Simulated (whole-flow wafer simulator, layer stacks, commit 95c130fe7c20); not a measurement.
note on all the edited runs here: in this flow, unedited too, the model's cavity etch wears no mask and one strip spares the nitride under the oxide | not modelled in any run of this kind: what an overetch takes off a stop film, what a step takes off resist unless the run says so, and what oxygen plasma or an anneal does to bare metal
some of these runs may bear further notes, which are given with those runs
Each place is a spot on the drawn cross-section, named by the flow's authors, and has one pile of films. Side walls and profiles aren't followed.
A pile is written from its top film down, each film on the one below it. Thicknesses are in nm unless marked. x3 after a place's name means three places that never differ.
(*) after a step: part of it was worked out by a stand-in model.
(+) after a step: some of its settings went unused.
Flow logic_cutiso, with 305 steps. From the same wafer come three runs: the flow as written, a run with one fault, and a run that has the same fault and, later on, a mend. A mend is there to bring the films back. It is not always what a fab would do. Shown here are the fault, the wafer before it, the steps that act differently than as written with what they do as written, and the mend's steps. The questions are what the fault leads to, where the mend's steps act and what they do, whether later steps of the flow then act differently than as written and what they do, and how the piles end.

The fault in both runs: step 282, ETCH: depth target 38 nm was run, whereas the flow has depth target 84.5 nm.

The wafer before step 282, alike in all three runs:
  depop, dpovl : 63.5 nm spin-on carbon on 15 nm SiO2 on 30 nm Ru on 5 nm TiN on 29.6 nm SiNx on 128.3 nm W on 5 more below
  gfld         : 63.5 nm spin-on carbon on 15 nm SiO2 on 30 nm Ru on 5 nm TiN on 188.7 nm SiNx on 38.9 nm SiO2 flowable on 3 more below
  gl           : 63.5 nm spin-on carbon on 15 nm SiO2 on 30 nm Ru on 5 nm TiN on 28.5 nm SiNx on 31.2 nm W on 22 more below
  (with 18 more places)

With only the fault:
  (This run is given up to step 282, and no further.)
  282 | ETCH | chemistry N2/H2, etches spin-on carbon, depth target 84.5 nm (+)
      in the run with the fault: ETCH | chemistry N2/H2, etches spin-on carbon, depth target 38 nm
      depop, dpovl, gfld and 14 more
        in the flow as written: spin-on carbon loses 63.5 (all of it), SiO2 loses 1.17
        in the run with the fault: spin-on carbon loses 38
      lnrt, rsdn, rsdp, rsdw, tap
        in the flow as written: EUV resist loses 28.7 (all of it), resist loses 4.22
        in the run with the fault: EUV resist loses 28.7 (all of it), resist loses 1.12
  The piles after step 282 differ from the flow's at depop, dpovl, gfld and 19 more by more than 2% or 0.5 nm, whichever is larger.
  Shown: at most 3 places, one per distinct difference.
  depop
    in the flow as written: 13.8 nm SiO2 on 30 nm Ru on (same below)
    in the run with the fault: 25.5 nm spin-on carbon on 15 nm SiO2 on 30 nm Ru on (same below)
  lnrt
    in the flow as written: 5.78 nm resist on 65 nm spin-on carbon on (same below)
    in the run with the fault: 8.88 nm resist on 65 nm spin-on carbon on (same below)

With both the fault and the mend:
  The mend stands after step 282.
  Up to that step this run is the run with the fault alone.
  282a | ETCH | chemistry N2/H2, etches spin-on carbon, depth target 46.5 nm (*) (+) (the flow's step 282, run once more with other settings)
      depop, dpovl, gfld and 14 more
        spin-on carbon loses 25.5 (all of it), SiO2 loses 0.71
      lnrt, rsdn, rsdp, rsdw, tap
        resist loses 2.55
  Steps later in the flow that act otherwise than as written (not shown: 5 more steps that differ only slightly, by at most 2% or 0.5 nm, whichever is larger):
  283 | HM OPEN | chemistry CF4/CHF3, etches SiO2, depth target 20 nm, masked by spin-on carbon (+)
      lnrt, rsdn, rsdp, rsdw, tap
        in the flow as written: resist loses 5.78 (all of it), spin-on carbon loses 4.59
        in the run with the mend: resist loses 6.33 (all of it), spin-on carbon loses 4.41
  By the end, the piles equal the flow's at every place that both follow.
